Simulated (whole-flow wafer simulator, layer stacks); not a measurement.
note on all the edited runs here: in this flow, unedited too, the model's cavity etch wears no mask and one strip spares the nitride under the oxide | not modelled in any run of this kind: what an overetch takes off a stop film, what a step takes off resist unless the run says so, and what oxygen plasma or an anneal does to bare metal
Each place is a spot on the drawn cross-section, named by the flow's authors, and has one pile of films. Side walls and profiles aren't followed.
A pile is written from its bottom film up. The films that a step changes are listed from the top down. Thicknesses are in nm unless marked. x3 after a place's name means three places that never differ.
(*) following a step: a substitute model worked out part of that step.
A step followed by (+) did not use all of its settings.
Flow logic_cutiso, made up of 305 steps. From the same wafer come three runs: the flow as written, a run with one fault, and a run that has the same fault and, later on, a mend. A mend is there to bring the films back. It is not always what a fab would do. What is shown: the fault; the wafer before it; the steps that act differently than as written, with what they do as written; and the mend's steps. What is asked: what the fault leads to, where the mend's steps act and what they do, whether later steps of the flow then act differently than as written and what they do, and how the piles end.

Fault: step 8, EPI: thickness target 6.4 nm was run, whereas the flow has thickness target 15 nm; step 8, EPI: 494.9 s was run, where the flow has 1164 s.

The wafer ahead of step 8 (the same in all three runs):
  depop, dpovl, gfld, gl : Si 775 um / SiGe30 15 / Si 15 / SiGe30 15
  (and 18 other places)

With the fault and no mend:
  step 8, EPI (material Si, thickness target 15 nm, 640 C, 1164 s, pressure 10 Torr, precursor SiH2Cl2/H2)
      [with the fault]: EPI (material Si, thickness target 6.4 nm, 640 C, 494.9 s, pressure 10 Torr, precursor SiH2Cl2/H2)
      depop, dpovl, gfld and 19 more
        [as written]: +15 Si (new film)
        [with the fault]: +6.38 Si (new film)
  Steps later in the flow that act otherwise than as written (2 other steps are not shown; they differ only slightly, by no more than 2% or 0.5 nm, whichever is larger):
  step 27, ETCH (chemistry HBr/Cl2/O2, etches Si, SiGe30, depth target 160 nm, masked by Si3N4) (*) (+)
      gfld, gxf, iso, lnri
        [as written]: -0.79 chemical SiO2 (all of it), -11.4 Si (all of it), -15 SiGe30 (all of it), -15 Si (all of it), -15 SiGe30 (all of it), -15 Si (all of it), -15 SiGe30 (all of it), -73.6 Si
        [with the fault]: -0.79 chemical SiO2 (all of it), -11.4 Si (all of it), -15 SiGe30 (all of it), -6.38 Si (all of it), -15 SiGe30 (all of it), -15 Si (all of it), -15 SiGe30 (all of it), -82.3 Si
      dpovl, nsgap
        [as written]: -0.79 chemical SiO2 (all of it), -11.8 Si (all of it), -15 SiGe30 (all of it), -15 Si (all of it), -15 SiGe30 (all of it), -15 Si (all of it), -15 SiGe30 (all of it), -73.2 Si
        [with the fault]: -0.79 chemical SiO2 (all of it), -11.8 Si (all of it), -15 SiGe30 (all of it), -6.38 Si (all of it), -15 SiGe30 (all of it), -15 Si (all of it), -15 SiGe30 (all of it), -81.9 Si
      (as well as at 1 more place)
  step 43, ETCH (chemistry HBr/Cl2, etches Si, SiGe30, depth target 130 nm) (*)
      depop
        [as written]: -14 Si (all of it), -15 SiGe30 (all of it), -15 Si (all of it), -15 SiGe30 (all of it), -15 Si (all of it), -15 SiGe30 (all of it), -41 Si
        [with the fault]: -14 Si (all of it), -15 SiGe30 (all of it), -6.38 Si (all of it), -15 SiGe30 (all of it), -15 Si (all of it), -15 SiGe30 (all of it), -49.6 Si
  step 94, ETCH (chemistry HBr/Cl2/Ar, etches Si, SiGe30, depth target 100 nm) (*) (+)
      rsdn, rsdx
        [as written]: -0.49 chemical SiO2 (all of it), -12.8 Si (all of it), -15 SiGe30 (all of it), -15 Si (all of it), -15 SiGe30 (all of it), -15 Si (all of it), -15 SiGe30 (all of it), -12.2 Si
        [with the fault]: -0.49 chemical SiO2 (all of it), -12.8 Si (all of it), -15 SiGe30 (all of it), -6.38 Si (all of it), -15 SiGe30 (all of it), -15 Si (all of it), -15 SiGe30 (all of it), -20.8 Si
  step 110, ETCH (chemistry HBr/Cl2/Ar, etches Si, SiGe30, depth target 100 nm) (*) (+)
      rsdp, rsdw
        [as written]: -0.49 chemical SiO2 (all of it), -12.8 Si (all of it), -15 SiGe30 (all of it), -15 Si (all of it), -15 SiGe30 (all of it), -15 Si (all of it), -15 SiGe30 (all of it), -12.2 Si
        [with the fault]: -0.49 chemical SiO2 (all of it), -12.8 Si (all of it), -15 SiGe30 (all of it), -6.38 Si (all of it), -15 SiGe30 (all of it), -15 Si (all of it), -15 SiGe30 (all of it), -20.8 Si
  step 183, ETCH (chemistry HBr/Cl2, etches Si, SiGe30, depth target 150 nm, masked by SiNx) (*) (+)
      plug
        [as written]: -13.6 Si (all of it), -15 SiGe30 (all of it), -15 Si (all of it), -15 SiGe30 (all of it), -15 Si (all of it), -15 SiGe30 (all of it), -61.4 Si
        [with the fault]: -13.6 Si (all of it), -15 SiGe30 (all of it), -6.38 Si (all of it), -15 SiGe30 (all of it), -15 Si (all of it), -15 SiGe30 (all of it), -70.1 Si
  At gl, glp, gxn and 6 more, the piles at the end differ from the flow's by more than 2% or 0.5 nm, whichever is larger.
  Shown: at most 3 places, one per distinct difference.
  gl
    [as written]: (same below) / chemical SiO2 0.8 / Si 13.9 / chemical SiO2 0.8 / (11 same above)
    [with the fault]: (same below) / chemical SiO2 0.8 / Si 5.3 / chemical SiO2 0.8 / (11 same above)
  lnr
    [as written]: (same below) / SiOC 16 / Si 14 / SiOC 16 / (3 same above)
    [with the fault]: (same below) / SiOC 16 / Si 5.35 / SiOC 16 / (3 same above)
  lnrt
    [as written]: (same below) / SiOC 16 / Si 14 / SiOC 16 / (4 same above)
    [with the fault]: (same below) / SiOC 16 / Si 5.35 / SiOC 16 / (4 same above)

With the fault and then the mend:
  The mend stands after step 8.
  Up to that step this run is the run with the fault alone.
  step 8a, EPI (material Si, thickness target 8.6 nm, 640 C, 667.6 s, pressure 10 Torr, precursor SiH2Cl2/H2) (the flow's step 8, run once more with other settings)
      depop, dpovl, gfld and 19 more
        +8.6 Si
  Later steps of the flow that are run all act as written at every place that is followed, up to a difference of at most 2% or 0.5 nm, whichever is larger.
  By the end, the piles equal the flow's at every place that both follow.
